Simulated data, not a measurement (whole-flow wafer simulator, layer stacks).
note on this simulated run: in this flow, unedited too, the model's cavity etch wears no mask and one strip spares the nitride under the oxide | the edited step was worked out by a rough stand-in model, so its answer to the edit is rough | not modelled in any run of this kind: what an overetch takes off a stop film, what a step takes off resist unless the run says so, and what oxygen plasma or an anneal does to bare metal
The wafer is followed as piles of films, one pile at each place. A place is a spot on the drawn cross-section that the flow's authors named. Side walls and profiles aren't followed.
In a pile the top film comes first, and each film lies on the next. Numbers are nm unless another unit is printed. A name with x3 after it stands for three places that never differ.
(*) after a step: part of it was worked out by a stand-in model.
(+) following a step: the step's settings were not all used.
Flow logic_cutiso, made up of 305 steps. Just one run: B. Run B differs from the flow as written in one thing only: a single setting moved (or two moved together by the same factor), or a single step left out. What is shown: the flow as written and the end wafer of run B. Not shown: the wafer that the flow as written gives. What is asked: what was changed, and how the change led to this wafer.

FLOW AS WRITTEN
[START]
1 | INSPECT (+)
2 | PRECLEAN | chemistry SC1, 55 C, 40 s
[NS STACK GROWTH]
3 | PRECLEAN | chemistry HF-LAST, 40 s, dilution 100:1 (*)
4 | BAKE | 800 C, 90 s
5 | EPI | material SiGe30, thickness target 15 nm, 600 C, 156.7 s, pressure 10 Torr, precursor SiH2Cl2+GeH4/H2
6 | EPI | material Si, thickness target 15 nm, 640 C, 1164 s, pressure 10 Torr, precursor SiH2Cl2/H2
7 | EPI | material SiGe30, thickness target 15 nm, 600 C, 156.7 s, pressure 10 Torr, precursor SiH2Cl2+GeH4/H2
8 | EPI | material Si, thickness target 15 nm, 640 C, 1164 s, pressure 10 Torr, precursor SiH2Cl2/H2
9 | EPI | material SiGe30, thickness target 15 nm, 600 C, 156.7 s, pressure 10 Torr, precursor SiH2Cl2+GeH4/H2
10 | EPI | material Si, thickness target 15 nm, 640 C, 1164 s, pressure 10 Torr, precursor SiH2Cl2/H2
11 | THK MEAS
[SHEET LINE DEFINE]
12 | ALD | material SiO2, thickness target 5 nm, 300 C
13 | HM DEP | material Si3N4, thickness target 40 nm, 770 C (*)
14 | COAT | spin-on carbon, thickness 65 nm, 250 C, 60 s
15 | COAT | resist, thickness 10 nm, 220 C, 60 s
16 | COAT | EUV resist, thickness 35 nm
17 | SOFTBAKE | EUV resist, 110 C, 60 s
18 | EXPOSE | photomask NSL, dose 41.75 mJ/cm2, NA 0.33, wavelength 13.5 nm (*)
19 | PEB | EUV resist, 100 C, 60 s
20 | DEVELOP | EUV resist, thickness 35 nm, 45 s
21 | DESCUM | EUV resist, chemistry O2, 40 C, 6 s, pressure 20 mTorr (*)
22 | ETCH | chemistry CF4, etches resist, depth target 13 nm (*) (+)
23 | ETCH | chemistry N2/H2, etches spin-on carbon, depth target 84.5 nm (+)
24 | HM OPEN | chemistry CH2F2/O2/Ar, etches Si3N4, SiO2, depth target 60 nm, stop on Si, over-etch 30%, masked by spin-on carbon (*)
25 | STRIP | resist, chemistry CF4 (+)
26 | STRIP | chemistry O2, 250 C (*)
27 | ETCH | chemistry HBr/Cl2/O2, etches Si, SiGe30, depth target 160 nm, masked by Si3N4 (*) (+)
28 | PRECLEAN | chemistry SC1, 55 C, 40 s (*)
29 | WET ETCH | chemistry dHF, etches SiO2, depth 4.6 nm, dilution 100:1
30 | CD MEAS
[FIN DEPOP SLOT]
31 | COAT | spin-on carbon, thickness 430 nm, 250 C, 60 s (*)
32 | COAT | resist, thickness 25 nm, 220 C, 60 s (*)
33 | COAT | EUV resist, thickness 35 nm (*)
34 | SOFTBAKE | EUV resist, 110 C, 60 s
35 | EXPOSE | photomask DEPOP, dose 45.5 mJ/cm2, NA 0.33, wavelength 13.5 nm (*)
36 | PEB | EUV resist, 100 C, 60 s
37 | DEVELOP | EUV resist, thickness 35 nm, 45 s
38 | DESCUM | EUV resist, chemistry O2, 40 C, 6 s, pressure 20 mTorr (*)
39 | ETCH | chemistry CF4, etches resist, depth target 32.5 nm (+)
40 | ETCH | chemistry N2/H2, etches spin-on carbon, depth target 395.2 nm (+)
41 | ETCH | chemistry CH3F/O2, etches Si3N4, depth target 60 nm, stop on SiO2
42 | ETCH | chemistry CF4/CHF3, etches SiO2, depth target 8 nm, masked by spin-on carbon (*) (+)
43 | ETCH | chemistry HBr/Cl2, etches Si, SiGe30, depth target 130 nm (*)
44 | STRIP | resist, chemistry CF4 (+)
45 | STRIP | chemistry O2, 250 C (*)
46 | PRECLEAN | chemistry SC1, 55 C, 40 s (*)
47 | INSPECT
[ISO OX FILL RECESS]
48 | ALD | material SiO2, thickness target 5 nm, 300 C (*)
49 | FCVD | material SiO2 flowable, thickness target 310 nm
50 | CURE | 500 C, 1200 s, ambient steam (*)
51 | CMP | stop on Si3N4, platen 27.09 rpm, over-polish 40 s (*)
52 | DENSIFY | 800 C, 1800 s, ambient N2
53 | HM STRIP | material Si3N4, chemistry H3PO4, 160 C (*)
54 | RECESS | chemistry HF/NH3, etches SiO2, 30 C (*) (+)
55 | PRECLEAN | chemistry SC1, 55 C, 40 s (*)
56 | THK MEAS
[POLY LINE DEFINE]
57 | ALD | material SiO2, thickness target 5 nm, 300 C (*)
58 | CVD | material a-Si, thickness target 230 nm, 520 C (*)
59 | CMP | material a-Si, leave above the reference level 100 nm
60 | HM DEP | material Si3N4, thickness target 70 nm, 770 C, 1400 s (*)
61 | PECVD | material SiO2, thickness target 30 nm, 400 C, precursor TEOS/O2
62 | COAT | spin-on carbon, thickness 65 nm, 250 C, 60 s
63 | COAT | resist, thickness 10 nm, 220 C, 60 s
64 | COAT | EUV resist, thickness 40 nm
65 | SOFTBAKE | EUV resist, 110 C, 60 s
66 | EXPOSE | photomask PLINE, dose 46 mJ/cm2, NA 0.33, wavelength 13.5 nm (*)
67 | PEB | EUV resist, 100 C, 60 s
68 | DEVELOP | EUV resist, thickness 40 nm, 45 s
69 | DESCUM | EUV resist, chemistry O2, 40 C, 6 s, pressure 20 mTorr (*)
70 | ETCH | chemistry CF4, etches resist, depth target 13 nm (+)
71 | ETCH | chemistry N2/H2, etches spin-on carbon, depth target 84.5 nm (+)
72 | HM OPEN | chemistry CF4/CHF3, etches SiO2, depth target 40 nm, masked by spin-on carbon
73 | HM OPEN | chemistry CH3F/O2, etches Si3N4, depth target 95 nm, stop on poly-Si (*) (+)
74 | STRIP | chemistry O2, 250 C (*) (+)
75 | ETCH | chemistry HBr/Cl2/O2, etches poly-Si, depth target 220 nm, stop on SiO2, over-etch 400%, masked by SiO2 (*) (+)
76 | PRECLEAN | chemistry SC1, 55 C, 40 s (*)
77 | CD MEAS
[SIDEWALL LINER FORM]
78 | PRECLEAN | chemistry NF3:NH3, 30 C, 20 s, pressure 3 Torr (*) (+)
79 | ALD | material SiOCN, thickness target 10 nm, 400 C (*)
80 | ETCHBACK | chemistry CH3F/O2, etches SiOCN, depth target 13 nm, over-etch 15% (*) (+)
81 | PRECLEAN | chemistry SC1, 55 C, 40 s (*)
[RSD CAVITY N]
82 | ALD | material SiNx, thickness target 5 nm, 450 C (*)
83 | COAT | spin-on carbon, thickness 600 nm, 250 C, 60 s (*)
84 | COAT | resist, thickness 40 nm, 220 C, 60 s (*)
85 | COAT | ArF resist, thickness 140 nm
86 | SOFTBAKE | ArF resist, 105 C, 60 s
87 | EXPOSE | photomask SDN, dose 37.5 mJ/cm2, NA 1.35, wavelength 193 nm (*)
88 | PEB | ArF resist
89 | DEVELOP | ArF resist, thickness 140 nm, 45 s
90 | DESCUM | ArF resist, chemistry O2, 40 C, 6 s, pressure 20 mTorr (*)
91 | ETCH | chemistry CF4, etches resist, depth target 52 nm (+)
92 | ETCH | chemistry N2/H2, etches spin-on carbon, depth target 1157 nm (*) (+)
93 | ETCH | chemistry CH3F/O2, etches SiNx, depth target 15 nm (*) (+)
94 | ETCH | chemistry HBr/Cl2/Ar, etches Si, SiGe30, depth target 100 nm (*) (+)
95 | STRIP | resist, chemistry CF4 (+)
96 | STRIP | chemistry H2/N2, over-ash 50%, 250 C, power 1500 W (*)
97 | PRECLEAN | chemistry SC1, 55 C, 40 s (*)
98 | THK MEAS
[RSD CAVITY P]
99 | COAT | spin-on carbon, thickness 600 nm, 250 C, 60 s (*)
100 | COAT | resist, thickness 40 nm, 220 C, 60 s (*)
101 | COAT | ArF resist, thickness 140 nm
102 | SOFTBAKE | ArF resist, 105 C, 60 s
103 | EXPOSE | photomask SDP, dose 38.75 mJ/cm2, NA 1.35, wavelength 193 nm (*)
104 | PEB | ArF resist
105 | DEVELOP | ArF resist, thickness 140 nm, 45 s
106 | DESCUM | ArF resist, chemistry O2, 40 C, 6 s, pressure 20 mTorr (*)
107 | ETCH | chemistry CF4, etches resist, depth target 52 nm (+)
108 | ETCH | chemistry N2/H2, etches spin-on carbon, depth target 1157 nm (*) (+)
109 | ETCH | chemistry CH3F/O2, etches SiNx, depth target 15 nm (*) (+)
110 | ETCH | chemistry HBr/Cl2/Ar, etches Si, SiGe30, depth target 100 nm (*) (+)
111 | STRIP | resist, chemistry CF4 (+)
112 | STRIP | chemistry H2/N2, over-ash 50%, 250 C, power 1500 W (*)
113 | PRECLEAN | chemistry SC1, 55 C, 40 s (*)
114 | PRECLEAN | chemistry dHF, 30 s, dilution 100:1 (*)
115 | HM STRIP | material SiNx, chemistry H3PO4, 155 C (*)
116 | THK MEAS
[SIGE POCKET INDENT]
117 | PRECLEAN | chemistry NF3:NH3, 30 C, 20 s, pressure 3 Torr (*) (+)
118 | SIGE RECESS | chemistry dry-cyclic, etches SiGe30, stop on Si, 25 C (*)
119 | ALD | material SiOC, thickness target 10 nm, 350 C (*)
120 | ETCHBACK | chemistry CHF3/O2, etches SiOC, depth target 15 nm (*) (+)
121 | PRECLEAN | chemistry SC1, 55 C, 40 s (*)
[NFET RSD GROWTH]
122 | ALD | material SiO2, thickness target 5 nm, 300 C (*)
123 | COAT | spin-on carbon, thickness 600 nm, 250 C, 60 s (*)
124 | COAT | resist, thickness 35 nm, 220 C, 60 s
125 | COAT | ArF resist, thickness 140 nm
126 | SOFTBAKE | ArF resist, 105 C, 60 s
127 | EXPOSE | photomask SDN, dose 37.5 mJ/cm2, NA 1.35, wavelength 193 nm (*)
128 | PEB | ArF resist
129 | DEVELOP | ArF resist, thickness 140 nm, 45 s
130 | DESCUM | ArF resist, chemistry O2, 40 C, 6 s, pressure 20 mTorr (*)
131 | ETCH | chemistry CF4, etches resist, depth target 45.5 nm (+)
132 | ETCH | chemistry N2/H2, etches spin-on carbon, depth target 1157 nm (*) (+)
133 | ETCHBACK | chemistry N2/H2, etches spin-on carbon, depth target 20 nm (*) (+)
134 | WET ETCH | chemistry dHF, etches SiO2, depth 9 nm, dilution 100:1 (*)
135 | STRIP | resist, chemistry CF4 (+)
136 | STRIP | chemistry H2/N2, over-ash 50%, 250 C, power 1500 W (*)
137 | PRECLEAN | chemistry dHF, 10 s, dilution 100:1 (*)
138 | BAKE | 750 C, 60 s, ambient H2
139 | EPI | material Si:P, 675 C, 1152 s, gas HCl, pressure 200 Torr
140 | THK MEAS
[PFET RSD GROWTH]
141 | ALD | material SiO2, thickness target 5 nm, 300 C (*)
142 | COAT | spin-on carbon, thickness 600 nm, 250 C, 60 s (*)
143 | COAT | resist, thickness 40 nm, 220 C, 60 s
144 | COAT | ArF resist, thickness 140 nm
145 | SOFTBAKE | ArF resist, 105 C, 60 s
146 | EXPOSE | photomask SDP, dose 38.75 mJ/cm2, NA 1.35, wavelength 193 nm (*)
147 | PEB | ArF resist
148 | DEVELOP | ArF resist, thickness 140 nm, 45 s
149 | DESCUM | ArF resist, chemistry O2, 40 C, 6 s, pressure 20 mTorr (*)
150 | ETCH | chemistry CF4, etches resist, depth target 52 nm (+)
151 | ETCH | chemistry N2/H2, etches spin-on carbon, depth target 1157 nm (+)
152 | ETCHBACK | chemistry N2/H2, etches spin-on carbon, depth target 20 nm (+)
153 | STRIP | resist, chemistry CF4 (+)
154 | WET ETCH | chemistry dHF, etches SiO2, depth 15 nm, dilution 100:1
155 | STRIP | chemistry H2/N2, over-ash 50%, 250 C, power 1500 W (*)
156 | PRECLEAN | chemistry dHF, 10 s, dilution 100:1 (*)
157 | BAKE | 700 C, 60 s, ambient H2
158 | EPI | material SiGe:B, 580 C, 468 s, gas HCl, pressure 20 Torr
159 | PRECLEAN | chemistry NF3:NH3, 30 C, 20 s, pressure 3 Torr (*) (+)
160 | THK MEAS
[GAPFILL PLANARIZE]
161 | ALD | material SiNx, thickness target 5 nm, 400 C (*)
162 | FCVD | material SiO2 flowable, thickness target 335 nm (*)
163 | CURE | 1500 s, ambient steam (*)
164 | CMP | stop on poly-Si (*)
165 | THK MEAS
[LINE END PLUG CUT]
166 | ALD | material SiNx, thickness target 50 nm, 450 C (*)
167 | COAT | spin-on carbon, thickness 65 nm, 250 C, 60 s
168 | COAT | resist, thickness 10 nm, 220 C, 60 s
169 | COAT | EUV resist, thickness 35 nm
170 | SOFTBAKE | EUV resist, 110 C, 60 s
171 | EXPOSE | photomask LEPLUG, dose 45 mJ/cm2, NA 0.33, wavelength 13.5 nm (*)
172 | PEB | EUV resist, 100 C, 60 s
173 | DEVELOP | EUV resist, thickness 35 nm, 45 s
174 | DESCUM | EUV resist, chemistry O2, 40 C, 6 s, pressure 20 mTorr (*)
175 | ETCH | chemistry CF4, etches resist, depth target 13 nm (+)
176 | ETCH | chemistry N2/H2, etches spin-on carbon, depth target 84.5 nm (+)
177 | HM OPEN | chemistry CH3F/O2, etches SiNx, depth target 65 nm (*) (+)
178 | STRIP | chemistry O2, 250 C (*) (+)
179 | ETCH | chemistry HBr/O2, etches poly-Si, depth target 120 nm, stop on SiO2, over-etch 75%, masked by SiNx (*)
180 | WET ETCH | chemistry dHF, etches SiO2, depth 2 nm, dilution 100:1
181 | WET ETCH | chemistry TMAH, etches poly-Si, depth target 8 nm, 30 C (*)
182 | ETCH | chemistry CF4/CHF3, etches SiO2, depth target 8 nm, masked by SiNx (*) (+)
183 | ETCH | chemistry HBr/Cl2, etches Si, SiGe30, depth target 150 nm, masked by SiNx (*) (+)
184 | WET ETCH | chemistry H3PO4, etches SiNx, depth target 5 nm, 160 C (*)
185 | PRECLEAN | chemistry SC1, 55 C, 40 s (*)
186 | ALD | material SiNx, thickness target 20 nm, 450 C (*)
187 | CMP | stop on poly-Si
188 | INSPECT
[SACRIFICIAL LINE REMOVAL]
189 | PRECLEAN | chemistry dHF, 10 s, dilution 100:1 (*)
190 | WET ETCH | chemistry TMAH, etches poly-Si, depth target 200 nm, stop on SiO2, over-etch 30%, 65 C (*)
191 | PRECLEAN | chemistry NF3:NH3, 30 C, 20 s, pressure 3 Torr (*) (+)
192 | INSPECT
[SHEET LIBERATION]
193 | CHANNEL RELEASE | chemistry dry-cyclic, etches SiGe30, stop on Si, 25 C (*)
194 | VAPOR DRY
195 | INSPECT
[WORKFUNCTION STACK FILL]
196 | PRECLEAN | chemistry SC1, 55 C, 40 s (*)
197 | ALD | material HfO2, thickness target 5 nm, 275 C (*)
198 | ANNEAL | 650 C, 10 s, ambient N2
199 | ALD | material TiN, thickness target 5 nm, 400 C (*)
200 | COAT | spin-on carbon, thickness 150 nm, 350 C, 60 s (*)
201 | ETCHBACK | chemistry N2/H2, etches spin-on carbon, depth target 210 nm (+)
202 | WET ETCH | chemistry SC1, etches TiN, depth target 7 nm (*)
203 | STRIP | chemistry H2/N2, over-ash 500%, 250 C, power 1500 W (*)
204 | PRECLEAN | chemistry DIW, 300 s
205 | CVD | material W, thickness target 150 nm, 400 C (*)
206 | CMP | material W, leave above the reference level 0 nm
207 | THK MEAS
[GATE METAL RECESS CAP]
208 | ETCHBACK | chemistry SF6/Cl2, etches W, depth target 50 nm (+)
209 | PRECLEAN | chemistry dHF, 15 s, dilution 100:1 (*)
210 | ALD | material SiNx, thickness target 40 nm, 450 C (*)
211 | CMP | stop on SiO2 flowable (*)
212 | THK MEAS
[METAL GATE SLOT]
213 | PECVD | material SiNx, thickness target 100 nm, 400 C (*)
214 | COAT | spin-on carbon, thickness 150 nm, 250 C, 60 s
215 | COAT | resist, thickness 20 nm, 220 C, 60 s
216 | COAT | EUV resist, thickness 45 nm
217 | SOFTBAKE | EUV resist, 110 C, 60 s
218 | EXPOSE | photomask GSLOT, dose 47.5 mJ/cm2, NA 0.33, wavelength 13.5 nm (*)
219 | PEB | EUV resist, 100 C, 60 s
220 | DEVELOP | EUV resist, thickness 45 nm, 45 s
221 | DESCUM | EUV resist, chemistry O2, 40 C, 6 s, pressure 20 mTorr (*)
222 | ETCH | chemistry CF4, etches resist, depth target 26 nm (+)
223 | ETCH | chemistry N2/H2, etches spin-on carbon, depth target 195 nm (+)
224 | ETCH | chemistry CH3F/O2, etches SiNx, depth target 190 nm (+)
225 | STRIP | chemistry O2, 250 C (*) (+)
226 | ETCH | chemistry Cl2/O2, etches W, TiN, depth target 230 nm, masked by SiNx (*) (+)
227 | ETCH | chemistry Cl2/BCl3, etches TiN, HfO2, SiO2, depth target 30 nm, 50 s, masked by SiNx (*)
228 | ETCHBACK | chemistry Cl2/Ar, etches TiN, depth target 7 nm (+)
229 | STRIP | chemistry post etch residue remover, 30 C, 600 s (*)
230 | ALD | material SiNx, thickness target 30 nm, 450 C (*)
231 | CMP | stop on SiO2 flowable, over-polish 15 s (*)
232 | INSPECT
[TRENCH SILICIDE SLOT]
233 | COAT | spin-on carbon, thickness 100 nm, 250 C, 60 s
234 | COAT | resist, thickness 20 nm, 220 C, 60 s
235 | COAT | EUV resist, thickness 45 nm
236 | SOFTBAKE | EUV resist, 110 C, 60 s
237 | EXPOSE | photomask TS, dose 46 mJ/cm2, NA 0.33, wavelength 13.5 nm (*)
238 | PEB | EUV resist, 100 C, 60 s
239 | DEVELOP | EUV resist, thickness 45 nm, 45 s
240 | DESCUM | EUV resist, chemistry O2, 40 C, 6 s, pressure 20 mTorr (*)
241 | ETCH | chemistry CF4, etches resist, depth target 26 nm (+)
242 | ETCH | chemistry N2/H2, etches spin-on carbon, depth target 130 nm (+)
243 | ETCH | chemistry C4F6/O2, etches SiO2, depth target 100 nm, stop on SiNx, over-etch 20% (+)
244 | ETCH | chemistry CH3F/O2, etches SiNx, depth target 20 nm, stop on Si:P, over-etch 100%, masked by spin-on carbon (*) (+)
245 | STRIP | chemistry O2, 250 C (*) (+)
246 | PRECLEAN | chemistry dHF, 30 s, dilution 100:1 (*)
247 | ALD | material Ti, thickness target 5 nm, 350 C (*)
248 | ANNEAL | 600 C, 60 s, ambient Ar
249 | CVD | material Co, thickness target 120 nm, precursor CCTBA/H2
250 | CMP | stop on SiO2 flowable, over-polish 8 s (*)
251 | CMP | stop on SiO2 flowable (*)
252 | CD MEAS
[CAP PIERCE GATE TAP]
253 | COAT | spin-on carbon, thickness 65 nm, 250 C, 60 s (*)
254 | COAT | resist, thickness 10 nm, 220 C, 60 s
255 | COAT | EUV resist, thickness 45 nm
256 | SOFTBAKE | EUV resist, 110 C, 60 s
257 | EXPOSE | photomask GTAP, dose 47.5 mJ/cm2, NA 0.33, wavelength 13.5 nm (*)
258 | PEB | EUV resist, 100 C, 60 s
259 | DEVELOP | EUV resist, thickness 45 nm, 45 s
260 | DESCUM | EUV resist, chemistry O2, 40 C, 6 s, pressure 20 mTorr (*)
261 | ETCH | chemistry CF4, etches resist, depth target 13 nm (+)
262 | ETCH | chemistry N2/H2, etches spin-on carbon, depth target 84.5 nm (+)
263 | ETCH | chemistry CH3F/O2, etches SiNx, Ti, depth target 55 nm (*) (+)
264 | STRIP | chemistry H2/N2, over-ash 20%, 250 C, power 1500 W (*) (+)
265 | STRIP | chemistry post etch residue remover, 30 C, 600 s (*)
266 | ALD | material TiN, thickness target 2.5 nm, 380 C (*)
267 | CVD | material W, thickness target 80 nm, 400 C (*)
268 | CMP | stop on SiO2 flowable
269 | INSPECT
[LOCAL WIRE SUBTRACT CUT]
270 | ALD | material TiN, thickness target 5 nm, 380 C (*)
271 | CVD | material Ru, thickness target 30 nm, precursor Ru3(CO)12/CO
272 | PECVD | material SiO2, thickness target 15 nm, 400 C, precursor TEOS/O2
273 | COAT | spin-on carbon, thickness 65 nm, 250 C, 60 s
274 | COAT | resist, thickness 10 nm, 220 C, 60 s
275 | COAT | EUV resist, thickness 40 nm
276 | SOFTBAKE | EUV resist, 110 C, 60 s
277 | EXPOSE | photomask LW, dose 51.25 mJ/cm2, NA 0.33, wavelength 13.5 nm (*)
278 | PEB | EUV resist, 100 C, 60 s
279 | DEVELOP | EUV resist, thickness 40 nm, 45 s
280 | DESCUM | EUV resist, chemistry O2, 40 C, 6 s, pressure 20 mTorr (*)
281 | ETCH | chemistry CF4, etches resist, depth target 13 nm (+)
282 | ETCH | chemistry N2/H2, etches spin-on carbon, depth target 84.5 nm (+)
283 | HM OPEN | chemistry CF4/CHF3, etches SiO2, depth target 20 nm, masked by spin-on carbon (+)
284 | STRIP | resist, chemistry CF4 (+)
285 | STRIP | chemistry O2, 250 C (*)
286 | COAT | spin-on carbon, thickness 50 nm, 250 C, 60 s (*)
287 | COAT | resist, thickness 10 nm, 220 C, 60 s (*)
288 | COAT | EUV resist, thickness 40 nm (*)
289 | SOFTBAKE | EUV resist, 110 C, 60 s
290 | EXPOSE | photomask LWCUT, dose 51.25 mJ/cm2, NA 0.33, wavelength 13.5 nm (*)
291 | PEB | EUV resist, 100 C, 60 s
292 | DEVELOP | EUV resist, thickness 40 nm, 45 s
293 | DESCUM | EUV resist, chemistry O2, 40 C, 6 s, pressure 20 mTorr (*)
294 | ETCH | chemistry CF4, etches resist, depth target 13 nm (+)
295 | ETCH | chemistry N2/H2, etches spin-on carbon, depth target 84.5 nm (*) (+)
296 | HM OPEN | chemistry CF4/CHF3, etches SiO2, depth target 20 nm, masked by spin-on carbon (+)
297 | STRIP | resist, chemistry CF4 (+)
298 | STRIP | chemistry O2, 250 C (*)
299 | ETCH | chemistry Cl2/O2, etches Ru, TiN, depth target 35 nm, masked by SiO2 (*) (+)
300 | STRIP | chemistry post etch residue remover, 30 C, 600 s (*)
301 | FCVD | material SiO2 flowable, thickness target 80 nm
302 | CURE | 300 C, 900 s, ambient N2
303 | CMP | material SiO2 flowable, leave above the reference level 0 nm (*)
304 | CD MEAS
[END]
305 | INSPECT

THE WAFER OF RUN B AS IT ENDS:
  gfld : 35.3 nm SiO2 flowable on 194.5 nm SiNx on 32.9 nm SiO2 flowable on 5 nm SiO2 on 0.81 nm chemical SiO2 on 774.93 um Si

Cause: step 227, ETCH: depth target 36 nm was run, whereas the flow has depth target 30 nm; step 227, ETCH: 60 s was run, where the flow has 50 s.

The path from the change to this, step by step:
  227 | ETCH | chemistry Cl2/BCl3, etches TiN, HfO2, SiO2, depth target 30 nm, 50 s, masked by SiNx (*)
      depop, dpovl, gl and 18 more: SiNx loses 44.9 (in the flow as written it would be: SiNx loses 37.4)
      gfld: HfO2 loses 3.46 (all of it), SiO2 flowable loses 32.5 (in the flow as written it would be: HfO2 loses 3.46 (all of it), SiO2 flowable loses 26.5)
  231 | CMP | stop on SiO2 flowable, over-polish 15 s (*)
      depop, dpovl, gl and 9 more: SiNx loses 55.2 (in the flow as written it would be: SiNx loses 62.7)
      lnr, lnri, lnrp, lnrt: SiNx loses 53.5 (all of it), SiOCN loses 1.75 (in the flow as written it would be: SiNx loses 61 (all of it), SiOCN loses 1.75)
      (and at 6 other places as well)
